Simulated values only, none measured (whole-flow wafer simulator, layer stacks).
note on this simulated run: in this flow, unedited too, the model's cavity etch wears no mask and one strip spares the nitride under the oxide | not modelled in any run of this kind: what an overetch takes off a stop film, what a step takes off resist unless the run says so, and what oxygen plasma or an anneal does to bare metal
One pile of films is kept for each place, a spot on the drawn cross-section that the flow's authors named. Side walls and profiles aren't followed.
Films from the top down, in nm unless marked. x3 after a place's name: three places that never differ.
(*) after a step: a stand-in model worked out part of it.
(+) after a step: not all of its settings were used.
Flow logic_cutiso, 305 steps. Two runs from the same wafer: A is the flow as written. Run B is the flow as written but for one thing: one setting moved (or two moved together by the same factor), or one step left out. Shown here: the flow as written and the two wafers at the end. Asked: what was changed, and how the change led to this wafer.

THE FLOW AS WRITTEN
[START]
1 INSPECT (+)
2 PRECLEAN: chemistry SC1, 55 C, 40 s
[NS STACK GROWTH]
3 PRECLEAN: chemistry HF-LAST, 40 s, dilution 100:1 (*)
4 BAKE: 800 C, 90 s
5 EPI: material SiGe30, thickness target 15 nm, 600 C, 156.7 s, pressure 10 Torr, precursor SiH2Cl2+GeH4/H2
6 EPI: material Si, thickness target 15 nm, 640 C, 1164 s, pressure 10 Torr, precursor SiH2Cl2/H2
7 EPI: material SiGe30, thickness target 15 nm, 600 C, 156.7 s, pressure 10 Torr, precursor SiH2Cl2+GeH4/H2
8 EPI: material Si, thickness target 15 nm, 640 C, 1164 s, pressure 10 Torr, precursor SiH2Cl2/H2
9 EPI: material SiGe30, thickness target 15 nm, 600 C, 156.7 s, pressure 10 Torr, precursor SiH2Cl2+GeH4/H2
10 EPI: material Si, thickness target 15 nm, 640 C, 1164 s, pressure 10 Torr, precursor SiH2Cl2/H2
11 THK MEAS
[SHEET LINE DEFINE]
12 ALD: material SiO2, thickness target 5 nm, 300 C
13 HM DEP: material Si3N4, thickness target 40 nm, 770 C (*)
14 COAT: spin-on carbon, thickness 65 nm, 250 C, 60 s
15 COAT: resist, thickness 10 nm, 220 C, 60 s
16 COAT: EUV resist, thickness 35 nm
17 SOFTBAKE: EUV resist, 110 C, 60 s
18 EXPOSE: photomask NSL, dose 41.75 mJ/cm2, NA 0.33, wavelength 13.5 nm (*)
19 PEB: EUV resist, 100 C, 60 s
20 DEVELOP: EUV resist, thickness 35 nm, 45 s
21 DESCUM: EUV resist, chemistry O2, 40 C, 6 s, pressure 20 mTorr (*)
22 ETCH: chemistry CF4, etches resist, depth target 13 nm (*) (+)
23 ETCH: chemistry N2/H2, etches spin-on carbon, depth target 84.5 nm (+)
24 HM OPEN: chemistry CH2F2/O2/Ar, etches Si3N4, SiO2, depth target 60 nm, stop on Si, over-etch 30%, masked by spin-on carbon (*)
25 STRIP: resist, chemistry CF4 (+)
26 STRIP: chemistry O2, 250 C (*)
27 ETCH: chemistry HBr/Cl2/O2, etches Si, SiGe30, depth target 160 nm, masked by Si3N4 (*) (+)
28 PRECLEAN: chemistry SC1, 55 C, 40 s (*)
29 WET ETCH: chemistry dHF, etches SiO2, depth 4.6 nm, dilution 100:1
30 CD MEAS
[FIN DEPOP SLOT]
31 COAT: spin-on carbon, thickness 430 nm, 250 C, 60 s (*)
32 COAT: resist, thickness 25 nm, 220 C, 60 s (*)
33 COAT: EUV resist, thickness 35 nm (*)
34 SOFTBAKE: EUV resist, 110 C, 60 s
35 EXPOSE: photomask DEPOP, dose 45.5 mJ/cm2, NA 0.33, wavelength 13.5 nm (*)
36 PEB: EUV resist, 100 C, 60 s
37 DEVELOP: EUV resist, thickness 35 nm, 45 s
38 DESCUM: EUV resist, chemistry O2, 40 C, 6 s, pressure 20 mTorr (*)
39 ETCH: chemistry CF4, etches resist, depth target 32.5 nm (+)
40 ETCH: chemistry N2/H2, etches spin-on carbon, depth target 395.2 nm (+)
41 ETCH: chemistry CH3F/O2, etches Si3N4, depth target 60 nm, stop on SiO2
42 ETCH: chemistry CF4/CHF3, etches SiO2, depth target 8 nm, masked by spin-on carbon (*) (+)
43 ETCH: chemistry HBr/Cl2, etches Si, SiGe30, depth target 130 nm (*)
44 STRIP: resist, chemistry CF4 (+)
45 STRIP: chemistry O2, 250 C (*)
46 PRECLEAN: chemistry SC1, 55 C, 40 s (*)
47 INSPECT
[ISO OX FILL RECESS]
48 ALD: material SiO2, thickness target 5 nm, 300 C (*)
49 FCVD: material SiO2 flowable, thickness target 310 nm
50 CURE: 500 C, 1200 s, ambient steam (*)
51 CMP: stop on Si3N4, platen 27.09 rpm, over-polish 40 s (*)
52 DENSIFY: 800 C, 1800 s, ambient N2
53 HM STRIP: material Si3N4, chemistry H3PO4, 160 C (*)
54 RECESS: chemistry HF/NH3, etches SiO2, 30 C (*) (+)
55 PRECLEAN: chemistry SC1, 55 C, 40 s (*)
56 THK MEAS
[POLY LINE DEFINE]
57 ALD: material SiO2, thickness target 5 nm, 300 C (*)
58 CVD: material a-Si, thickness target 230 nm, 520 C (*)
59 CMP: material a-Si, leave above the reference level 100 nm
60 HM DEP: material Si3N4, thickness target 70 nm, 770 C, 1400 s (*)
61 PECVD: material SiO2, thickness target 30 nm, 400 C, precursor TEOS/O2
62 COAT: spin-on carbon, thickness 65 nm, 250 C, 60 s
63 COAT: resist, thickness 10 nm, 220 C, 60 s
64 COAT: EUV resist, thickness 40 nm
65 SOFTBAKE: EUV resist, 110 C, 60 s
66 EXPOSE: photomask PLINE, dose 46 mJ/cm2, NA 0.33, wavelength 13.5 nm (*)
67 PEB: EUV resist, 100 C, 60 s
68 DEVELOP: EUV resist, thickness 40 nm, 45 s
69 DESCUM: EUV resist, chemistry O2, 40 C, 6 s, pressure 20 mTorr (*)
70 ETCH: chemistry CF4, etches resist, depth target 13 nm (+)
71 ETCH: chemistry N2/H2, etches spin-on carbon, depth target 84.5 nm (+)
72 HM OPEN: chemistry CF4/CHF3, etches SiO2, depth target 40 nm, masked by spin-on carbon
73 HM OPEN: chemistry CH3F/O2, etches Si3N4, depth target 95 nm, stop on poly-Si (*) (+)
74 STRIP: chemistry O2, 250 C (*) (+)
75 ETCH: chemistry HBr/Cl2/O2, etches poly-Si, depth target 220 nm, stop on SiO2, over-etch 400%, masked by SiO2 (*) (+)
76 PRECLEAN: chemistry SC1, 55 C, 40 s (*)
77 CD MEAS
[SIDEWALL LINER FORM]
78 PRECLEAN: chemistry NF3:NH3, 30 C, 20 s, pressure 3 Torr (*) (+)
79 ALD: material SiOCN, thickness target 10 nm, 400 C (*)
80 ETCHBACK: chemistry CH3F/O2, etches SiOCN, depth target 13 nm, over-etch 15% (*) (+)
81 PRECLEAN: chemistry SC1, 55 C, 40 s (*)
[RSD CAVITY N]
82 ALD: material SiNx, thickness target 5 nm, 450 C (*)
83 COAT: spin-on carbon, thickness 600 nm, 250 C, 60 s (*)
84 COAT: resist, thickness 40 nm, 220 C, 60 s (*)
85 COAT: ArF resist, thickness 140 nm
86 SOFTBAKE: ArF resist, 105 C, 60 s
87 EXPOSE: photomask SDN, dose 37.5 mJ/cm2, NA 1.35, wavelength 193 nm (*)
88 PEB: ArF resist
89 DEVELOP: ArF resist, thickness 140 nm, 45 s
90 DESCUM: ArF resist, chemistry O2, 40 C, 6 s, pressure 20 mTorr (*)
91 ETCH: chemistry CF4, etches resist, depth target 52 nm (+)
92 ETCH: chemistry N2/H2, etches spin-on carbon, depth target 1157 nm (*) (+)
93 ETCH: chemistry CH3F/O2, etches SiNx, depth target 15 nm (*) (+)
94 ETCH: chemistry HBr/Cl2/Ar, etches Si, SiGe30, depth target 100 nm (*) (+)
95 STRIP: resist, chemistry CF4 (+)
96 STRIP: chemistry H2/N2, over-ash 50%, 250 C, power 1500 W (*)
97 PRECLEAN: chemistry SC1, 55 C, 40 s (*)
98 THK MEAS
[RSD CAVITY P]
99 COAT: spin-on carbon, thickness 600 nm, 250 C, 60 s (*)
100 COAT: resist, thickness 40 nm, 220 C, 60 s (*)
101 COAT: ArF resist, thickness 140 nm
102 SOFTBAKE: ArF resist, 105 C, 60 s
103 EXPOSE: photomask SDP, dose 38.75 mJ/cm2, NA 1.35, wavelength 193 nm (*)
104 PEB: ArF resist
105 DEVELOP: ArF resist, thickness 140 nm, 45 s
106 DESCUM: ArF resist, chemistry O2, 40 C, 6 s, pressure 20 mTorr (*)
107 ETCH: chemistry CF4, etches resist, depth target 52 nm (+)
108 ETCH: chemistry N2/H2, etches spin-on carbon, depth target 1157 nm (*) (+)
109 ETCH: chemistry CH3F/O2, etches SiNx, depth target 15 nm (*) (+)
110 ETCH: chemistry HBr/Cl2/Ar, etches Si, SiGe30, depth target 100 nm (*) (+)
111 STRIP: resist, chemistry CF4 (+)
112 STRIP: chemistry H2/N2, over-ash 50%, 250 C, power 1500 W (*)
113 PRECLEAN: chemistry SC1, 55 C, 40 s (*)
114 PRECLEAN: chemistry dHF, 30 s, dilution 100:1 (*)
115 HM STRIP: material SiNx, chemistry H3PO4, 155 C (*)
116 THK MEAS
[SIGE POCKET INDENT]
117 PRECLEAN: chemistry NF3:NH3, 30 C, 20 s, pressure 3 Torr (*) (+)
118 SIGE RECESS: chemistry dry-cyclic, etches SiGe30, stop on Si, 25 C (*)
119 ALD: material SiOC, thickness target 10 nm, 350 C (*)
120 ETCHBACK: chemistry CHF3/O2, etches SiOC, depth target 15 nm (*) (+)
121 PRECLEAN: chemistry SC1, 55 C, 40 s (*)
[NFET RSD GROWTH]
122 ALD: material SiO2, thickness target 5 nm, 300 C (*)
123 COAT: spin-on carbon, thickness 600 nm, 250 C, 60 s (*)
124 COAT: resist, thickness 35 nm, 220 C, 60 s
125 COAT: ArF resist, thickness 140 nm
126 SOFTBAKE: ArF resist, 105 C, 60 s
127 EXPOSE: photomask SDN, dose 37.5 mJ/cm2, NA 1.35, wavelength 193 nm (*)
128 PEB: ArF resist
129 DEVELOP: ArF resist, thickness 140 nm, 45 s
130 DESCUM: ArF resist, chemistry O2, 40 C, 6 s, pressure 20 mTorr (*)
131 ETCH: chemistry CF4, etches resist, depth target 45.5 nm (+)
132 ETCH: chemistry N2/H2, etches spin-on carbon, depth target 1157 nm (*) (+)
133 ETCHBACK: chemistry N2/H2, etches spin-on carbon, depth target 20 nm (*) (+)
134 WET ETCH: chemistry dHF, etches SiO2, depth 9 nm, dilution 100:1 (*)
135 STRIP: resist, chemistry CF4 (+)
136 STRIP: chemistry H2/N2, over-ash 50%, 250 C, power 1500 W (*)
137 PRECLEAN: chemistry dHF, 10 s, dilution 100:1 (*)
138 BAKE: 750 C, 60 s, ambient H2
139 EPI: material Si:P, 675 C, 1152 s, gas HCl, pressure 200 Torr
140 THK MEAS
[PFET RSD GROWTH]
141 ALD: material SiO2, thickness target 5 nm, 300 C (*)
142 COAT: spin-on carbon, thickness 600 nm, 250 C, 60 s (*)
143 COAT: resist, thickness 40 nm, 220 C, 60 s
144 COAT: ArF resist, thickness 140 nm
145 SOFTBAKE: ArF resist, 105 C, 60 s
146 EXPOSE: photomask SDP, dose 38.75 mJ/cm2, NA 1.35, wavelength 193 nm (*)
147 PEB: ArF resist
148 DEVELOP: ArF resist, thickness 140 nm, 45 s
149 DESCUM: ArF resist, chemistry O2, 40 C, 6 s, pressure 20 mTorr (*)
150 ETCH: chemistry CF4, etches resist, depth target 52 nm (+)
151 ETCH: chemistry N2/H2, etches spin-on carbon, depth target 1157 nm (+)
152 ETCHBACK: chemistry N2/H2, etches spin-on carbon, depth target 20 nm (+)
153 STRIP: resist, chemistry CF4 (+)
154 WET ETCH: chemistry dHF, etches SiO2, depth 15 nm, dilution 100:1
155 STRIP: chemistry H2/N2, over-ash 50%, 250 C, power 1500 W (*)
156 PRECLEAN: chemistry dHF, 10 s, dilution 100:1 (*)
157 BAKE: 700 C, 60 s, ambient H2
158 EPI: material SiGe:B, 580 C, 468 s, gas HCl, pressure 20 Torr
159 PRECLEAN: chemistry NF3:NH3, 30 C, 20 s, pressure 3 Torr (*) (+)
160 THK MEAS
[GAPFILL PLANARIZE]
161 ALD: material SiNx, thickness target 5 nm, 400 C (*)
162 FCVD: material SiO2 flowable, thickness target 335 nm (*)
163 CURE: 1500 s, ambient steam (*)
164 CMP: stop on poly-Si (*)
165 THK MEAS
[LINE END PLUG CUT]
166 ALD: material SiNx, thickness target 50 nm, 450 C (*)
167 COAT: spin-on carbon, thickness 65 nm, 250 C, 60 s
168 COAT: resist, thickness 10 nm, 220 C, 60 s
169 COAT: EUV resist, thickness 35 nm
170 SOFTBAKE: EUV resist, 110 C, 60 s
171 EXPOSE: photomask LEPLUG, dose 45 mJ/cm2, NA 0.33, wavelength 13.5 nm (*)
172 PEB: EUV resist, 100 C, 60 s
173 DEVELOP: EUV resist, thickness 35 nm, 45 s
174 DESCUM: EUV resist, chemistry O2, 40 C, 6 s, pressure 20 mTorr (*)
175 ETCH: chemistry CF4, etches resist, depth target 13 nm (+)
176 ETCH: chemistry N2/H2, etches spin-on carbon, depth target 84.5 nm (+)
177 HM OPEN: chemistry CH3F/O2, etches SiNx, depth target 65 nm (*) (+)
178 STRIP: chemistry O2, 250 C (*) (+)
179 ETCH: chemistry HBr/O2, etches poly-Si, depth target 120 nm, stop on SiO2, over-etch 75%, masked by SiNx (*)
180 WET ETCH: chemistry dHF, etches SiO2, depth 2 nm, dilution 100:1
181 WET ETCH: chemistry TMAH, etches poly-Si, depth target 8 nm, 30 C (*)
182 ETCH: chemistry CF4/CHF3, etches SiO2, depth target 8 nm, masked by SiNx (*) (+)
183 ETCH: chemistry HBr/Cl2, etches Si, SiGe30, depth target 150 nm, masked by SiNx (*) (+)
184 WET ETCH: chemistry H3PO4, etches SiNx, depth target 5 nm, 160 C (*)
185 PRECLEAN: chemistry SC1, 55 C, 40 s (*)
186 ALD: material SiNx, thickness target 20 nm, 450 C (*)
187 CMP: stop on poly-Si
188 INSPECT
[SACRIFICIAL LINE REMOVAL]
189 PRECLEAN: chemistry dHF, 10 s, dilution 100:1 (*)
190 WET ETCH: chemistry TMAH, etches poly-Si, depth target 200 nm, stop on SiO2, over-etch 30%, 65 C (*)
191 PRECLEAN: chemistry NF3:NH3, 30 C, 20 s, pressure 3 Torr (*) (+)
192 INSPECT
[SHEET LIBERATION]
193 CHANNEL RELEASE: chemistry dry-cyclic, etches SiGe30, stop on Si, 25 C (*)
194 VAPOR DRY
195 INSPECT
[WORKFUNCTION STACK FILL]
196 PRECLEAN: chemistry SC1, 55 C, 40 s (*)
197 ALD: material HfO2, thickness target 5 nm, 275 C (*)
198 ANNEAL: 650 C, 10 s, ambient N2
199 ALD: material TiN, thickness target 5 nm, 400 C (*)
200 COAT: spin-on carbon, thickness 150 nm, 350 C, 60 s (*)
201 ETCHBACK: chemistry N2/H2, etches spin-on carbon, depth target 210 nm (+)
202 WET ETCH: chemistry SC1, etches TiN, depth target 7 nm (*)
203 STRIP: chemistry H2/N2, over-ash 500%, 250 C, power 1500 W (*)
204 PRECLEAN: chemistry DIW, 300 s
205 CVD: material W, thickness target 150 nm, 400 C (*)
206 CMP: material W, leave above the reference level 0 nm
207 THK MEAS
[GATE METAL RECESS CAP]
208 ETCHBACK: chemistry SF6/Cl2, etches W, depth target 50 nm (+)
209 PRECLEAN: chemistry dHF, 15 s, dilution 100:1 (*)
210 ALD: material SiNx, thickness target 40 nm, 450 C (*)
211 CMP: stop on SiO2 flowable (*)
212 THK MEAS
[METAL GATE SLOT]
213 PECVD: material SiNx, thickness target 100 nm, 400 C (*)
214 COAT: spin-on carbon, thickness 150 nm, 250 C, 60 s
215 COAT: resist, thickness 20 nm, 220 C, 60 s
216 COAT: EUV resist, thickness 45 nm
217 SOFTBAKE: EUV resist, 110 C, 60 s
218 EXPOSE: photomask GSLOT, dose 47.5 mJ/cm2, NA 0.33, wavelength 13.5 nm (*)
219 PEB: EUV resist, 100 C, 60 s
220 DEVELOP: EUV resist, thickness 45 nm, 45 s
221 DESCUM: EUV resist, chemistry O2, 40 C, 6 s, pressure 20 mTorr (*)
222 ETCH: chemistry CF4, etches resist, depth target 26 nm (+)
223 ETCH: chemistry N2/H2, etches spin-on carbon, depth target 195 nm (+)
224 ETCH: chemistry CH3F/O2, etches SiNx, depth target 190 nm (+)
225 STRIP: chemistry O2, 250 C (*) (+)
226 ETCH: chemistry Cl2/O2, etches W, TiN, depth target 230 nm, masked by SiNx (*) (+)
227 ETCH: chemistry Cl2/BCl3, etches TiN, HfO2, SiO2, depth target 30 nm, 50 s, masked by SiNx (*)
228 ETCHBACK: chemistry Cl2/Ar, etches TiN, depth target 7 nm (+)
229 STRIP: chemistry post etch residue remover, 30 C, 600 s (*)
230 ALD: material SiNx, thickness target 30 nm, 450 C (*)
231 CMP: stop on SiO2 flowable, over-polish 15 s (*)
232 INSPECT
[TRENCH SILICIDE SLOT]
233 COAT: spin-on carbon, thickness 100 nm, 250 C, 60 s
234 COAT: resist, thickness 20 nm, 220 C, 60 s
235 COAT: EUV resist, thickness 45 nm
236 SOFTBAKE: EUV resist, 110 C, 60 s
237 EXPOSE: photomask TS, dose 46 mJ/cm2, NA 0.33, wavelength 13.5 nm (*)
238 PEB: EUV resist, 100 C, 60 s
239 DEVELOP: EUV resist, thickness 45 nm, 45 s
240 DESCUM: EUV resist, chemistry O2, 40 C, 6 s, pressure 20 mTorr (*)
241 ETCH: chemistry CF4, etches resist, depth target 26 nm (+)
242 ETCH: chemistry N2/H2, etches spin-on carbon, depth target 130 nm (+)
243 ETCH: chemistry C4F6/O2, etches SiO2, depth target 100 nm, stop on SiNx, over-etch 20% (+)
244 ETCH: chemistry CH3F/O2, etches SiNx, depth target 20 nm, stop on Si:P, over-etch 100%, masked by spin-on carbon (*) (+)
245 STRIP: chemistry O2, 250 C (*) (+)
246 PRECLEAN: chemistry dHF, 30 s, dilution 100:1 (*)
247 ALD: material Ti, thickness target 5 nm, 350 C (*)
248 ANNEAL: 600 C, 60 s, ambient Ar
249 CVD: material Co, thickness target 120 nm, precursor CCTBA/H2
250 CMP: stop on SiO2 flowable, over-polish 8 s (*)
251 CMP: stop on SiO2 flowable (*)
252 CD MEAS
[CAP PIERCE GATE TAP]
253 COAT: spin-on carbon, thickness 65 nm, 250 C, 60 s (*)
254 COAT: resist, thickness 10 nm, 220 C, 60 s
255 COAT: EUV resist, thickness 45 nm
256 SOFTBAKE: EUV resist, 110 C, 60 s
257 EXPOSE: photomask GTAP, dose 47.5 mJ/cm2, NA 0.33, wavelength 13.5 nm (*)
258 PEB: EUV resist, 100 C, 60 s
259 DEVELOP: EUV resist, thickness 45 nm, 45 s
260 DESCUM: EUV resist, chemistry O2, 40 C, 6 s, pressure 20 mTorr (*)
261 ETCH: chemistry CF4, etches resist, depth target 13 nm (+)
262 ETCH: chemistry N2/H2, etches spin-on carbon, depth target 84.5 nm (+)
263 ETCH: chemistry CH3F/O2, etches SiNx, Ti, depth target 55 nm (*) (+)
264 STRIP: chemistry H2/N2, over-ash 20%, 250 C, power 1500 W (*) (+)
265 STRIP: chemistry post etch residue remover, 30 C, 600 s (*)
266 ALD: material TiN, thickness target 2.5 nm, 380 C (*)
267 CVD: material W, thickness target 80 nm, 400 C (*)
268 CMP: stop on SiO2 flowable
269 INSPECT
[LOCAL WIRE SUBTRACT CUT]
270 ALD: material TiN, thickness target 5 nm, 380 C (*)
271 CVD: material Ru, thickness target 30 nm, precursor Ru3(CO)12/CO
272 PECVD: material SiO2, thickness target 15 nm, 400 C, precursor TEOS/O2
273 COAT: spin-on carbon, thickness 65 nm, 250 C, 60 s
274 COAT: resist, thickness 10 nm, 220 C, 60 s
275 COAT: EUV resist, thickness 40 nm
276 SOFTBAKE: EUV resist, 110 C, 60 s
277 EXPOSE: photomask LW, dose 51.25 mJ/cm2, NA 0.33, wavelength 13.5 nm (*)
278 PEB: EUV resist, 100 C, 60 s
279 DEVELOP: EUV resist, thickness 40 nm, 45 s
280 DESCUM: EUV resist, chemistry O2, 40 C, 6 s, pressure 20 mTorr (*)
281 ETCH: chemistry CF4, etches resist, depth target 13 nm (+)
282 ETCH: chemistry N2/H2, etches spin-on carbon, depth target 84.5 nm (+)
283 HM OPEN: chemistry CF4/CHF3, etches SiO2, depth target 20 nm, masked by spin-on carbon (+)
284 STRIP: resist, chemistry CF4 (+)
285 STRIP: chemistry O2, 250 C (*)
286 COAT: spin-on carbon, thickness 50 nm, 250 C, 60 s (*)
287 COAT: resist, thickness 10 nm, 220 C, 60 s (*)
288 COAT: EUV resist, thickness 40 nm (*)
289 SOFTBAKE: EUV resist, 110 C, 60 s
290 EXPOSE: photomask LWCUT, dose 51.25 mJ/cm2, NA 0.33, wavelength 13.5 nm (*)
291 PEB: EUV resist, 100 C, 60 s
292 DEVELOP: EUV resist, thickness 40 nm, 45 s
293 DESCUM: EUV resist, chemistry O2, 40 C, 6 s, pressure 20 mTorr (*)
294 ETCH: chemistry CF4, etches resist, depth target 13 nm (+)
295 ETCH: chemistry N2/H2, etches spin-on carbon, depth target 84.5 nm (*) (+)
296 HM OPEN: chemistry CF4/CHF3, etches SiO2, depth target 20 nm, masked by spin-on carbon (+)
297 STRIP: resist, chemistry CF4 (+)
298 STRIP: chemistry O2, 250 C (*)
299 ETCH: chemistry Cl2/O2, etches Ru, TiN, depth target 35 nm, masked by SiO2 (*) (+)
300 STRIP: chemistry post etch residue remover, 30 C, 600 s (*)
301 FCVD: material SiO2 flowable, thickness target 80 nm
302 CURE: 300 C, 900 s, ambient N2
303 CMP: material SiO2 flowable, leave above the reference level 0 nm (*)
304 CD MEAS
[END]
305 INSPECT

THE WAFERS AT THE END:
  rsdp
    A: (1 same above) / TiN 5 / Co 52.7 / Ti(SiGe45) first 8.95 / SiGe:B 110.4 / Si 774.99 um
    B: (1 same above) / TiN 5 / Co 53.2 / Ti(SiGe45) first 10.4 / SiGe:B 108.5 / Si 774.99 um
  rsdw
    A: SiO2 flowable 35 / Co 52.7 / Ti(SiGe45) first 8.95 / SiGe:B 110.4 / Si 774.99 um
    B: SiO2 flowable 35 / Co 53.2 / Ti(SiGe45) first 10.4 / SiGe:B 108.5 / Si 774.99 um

The cause: step 248, ANNEAL: 630 C was run, where the flow has 600 C.

How the change led to this, step by step:
  248 ANNEAL: 600 C, 60 s, ambient Ar
      rsdp, rsdw: A Ti(SiGe45) first +8.95 (new film), Ti -5 (all of it), SiGe:B -5.98 | B Ti(SiGe45) first +10.4 (new film), Ti -5 (all of it), SiGe:B -7.87
